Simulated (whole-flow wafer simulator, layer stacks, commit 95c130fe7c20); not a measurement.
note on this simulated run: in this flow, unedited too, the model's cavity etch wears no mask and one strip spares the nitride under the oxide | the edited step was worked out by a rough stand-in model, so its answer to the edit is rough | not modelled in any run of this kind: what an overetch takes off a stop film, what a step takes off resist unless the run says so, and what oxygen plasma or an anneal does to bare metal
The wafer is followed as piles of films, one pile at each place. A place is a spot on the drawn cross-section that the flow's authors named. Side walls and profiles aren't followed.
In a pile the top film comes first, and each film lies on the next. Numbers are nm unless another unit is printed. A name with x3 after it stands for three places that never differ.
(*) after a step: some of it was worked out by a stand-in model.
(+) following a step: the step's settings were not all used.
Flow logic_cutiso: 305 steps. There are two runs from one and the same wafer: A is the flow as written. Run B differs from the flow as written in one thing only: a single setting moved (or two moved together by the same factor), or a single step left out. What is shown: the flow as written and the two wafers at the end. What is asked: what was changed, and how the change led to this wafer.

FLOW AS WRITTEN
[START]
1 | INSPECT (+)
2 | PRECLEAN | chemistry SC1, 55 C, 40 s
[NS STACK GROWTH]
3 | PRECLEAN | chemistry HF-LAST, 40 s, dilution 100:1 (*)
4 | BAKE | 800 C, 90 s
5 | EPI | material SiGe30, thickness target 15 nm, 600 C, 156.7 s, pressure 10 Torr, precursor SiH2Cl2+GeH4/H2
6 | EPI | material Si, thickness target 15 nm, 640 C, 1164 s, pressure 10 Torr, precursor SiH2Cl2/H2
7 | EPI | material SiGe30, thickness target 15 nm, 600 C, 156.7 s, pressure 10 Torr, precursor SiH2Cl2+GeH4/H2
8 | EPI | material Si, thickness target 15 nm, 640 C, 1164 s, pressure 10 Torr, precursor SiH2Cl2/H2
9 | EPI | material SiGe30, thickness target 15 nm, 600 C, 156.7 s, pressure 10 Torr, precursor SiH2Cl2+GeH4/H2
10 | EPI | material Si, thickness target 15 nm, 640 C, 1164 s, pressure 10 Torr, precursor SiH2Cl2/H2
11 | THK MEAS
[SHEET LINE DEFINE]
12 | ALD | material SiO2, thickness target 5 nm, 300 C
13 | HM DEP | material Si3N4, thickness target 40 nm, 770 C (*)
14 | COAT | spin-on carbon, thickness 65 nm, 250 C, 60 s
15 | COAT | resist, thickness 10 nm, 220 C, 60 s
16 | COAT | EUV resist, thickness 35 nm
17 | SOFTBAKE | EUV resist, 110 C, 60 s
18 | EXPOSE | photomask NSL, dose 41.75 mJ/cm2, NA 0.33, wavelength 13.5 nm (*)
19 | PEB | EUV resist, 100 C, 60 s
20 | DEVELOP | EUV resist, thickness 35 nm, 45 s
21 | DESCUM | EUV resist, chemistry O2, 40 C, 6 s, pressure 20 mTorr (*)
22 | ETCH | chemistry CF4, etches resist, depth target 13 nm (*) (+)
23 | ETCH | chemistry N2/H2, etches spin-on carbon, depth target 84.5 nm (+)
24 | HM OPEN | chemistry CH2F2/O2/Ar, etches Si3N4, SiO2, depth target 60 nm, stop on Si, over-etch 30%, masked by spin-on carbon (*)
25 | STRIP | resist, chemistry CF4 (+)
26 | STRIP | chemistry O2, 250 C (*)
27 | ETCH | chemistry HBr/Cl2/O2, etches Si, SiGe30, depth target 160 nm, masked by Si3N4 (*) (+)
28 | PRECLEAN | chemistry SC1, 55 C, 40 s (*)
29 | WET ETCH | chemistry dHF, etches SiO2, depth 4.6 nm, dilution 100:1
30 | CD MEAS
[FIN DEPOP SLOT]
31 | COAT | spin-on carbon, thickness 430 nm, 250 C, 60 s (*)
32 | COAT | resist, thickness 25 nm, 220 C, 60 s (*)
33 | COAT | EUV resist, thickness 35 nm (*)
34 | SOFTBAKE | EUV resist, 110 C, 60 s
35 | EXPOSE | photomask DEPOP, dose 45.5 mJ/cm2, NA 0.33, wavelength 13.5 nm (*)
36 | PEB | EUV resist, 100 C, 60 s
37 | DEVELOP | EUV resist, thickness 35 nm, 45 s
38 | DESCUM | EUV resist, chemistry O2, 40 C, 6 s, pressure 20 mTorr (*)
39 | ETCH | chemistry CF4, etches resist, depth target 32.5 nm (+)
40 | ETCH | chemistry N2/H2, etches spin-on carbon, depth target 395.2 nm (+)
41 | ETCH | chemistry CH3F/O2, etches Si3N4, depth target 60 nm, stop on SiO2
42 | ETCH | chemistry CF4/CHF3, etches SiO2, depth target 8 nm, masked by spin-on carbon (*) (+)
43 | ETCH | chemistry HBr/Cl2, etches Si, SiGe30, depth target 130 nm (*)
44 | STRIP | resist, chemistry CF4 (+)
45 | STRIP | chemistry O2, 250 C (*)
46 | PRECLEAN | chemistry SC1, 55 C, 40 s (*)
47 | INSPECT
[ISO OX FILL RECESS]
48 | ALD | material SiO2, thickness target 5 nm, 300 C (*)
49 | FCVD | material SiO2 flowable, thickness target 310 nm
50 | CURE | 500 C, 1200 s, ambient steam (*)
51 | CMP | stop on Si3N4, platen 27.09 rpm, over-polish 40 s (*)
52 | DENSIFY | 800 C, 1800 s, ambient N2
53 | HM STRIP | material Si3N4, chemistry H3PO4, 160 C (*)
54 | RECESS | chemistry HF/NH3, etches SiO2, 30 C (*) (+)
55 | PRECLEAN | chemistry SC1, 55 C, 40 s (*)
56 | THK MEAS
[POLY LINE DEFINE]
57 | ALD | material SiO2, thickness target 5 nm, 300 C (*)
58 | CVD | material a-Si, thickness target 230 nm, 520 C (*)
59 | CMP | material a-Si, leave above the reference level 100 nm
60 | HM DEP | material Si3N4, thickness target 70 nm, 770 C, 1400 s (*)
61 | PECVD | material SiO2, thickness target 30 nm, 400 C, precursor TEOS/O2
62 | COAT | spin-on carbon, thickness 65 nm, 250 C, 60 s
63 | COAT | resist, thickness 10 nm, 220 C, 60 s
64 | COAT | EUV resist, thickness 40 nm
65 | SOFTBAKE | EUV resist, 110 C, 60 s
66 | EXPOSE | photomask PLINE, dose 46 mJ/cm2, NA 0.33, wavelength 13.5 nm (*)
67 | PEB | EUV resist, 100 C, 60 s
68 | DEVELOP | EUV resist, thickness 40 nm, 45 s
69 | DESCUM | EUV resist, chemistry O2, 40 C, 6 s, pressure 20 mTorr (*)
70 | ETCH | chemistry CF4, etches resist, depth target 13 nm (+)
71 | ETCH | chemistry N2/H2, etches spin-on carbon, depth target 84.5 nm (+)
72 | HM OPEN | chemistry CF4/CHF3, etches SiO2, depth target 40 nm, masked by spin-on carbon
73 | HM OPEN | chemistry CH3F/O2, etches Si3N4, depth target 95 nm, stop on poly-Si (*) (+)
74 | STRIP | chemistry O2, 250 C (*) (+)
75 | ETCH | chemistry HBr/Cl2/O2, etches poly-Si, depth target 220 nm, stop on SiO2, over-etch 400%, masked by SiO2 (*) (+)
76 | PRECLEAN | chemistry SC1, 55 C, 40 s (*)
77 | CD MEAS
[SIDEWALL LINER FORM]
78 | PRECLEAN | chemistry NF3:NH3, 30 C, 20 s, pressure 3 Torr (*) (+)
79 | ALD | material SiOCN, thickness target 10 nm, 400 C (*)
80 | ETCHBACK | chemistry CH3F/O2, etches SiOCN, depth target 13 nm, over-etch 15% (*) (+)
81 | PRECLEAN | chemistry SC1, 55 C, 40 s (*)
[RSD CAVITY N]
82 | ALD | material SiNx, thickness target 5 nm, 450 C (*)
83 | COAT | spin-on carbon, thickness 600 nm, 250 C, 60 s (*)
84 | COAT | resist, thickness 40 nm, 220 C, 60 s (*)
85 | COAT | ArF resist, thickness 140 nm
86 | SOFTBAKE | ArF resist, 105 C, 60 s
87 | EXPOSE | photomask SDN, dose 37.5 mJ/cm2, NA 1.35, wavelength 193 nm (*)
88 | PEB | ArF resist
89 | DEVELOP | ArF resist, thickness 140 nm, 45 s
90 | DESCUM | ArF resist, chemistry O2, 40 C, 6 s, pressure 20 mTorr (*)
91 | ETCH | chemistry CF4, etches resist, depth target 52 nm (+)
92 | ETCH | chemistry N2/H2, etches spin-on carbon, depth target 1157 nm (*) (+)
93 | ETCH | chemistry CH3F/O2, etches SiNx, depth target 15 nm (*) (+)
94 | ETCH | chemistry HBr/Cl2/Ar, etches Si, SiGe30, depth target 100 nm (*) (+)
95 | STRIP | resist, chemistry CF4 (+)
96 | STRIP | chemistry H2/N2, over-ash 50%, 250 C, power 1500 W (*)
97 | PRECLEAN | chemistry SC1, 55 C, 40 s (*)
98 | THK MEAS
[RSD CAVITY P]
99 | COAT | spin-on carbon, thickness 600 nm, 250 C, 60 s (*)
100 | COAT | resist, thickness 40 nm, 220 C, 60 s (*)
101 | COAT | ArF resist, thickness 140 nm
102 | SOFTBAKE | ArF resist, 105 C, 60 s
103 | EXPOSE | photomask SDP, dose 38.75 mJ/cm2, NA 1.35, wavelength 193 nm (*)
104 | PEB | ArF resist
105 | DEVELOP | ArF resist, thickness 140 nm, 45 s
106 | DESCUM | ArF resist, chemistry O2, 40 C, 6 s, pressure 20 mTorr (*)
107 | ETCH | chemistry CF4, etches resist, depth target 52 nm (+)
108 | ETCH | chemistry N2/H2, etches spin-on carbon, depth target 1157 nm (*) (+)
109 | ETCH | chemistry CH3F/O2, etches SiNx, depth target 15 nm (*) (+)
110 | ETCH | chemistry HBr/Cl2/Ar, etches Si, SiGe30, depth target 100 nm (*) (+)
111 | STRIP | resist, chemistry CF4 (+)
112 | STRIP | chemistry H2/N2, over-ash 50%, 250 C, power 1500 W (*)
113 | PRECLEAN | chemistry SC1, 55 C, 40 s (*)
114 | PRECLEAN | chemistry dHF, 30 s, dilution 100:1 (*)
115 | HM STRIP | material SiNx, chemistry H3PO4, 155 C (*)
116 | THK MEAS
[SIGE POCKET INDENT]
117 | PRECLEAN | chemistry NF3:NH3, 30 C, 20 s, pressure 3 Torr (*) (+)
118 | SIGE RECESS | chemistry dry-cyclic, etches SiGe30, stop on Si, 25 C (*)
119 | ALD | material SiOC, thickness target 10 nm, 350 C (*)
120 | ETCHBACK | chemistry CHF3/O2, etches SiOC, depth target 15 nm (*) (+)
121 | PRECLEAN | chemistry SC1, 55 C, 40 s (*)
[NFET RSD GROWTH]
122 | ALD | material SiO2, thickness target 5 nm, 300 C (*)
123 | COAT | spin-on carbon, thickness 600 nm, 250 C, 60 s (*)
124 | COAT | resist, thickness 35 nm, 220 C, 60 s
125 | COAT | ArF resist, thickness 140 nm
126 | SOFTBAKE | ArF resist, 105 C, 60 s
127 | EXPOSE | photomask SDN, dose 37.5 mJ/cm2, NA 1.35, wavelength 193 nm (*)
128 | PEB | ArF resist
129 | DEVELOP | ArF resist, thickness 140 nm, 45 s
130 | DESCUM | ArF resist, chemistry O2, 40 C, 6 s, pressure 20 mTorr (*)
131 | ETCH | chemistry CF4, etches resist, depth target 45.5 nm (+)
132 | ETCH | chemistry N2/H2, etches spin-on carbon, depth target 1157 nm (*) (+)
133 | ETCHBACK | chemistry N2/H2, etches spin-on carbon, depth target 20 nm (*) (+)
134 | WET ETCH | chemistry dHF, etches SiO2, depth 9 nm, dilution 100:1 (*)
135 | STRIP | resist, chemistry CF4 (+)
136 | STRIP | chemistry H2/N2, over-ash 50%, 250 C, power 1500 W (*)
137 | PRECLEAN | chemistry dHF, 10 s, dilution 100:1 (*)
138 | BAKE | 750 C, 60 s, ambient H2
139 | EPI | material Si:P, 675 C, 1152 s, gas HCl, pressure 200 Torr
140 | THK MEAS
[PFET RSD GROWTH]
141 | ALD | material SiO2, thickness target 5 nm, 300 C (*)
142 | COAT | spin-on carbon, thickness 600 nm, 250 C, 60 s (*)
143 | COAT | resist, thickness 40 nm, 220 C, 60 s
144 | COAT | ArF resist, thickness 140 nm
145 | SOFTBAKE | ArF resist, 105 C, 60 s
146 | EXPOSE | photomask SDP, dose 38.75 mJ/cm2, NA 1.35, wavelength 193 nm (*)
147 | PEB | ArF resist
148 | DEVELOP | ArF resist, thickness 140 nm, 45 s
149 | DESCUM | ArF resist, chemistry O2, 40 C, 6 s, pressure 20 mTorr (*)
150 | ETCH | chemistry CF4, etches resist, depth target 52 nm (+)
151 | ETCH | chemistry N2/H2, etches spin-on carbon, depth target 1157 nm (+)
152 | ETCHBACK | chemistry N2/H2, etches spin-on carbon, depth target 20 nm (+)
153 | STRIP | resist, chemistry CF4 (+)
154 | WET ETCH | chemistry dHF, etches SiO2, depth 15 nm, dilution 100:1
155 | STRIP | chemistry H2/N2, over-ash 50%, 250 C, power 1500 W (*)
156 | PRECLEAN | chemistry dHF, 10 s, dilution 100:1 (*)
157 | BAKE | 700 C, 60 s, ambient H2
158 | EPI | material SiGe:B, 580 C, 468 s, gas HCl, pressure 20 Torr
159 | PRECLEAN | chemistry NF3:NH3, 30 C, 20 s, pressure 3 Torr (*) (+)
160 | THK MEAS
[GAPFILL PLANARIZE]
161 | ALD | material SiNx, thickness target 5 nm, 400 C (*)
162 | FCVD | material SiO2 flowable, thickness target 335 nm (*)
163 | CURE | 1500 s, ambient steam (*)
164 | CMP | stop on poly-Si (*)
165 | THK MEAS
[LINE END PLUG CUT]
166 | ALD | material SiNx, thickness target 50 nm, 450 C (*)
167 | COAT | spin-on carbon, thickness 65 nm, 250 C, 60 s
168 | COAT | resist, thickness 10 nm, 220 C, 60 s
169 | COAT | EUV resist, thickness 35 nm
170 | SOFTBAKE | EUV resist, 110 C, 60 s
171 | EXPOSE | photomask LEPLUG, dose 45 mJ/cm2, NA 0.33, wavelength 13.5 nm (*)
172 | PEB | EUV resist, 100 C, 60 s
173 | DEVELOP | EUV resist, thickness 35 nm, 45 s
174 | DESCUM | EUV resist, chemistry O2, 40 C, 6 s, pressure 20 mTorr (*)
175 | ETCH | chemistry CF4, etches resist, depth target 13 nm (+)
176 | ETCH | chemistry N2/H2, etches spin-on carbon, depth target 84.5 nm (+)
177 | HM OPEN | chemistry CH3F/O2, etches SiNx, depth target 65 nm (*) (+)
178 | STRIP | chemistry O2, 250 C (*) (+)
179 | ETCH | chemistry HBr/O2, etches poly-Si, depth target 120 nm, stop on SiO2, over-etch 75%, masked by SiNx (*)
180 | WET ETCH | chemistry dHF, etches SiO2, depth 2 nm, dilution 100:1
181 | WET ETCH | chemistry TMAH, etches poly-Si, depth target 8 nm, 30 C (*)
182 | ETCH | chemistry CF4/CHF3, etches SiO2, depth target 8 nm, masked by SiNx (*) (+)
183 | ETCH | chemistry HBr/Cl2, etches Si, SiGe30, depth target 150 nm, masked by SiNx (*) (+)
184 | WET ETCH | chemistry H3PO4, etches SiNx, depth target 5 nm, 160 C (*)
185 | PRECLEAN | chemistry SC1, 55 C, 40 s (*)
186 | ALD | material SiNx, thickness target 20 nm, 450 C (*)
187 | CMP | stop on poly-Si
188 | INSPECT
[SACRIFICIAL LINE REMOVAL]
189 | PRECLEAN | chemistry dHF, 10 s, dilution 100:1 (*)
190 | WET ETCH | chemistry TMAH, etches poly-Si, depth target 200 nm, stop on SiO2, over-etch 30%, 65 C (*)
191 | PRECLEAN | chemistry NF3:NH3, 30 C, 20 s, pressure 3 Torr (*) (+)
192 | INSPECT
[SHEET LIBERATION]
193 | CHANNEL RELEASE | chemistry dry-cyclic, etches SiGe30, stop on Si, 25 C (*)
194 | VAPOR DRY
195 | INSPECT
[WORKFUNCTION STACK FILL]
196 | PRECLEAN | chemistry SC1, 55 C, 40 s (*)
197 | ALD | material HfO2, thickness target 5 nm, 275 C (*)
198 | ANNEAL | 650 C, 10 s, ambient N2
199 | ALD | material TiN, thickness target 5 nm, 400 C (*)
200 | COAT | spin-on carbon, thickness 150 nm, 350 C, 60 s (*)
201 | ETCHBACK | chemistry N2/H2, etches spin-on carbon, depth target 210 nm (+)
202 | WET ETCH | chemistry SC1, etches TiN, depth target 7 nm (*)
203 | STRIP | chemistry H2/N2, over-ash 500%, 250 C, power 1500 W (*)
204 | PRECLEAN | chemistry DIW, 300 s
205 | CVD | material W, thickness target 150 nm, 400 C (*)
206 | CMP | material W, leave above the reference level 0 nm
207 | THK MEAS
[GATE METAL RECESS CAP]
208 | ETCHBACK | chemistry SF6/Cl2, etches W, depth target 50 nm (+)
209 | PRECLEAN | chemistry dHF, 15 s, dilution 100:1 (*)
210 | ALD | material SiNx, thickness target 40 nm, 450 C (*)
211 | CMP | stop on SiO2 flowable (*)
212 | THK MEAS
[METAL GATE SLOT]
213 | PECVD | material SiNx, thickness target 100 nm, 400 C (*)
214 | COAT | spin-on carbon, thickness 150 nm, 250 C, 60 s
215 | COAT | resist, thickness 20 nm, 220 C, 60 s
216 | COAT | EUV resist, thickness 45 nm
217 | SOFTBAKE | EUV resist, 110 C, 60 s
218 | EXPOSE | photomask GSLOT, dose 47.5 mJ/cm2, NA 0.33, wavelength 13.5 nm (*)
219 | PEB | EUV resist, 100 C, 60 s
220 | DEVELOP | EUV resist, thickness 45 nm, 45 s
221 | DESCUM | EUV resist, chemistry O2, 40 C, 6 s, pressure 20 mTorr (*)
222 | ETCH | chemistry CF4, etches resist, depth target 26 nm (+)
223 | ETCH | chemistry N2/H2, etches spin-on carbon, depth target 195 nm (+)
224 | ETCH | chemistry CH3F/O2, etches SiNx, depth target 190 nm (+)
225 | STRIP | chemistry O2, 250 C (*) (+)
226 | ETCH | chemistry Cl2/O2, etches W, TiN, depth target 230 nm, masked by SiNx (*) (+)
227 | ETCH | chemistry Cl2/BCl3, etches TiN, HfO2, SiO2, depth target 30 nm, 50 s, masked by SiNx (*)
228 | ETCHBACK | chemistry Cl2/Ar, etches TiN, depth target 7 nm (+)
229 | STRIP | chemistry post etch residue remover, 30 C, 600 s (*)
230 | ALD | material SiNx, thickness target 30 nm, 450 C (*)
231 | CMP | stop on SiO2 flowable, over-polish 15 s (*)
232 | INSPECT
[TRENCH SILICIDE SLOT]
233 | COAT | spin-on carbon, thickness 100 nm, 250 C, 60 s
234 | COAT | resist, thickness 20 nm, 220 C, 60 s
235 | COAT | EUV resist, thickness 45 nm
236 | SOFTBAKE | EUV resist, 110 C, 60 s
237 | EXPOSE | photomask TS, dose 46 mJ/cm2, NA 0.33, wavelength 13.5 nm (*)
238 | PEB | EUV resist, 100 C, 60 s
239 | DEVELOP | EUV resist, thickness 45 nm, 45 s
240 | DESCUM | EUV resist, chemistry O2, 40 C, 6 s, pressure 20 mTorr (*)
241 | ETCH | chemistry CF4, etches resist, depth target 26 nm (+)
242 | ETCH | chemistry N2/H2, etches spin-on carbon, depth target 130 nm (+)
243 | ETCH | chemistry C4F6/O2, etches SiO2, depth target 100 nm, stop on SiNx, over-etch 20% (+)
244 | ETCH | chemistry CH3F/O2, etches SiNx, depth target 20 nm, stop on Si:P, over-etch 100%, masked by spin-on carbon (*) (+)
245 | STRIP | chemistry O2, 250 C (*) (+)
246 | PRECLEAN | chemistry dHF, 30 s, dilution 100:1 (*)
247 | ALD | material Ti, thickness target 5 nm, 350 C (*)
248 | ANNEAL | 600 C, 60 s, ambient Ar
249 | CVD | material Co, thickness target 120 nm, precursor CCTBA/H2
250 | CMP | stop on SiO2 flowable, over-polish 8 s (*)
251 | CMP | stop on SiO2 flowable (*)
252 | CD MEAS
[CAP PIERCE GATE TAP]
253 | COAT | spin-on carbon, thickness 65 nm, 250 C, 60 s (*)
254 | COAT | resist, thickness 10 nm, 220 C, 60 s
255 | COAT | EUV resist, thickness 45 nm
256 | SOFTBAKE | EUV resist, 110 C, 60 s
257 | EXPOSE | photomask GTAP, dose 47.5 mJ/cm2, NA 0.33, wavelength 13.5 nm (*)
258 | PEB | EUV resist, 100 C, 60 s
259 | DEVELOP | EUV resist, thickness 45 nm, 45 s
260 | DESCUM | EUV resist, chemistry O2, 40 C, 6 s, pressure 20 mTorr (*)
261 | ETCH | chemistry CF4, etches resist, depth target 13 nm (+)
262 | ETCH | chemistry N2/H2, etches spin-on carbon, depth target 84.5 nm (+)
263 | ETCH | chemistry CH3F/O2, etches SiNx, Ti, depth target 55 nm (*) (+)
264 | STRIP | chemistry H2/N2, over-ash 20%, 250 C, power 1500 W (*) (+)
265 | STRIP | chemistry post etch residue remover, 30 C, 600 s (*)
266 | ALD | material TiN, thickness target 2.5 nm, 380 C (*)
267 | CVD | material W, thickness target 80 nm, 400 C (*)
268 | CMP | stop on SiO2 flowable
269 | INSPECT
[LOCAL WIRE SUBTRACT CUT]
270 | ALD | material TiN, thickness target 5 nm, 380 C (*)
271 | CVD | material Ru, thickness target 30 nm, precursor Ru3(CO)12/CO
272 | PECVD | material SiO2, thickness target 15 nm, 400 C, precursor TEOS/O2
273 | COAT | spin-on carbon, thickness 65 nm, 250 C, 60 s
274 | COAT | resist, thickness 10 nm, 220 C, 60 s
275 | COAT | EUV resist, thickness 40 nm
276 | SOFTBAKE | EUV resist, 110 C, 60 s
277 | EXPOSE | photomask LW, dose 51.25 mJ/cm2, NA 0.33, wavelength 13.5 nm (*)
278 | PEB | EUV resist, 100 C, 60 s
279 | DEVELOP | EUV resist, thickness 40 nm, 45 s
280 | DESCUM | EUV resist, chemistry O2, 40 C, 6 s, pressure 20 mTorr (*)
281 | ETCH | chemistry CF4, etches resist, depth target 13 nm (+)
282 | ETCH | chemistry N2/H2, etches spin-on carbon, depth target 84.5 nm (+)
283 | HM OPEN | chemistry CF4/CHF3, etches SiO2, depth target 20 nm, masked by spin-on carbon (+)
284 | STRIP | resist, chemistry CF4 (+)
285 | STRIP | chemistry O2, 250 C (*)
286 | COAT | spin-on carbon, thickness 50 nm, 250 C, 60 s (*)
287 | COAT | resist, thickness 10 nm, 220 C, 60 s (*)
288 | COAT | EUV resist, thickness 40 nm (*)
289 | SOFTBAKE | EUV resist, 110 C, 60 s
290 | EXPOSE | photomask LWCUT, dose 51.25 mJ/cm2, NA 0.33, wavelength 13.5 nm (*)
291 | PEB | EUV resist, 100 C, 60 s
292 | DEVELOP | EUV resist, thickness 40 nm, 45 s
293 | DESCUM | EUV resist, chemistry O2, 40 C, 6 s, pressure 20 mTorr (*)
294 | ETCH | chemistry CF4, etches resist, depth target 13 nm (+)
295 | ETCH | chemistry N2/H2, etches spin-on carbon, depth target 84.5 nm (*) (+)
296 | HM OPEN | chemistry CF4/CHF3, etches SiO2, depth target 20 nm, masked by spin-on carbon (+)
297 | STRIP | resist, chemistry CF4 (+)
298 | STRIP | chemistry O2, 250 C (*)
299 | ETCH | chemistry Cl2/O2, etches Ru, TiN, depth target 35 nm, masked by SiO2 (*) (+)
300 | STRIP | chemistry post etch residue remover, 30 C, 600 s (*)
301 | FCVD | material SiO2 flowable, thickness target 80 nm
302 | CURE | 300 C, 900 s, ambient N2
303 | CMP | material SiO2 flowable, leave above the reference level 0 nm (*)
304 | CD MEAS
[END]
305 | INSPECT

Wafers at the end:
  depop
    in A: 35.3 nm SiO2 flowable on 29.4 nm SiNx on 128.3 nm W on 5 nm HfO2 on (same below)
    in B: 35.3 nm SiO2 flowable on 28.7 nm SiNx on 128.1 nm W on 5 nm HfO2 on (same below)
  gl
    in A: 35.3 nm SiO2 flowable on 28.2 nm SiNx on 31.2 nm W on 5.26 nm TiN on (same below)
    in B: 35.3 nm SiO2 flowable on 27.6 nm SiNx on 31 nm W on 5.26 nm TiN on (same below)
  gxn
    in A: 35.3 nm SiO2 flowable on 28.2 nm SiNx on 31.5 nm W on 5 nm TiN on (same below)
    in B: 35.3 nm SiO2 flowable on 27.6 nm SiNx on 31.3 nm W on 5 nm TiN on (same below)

Cause: step 163, CURE: 900 s was run, while the flow as written has 1500 s.

How this came from the change, step by step:
  163 | CURE | 1500 s, ambient steam (*)
      depop, dpovl, isow, ns, nsgap: A SiO2 flowable loses 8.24 | B SiO2 flowable loses 7.6
  250 | CMP | stop on SiO2 flowable, over-polish 8 s (*)
      rsdx: A Co loses 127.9 (all of it) | B Co loses 127.1
  251 | CMP | stop on SiO2 flowable (*)
      rsdx: A Ti loses 5 (all of it) | B Co loses 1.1 (all of it), Ti loses 4.51
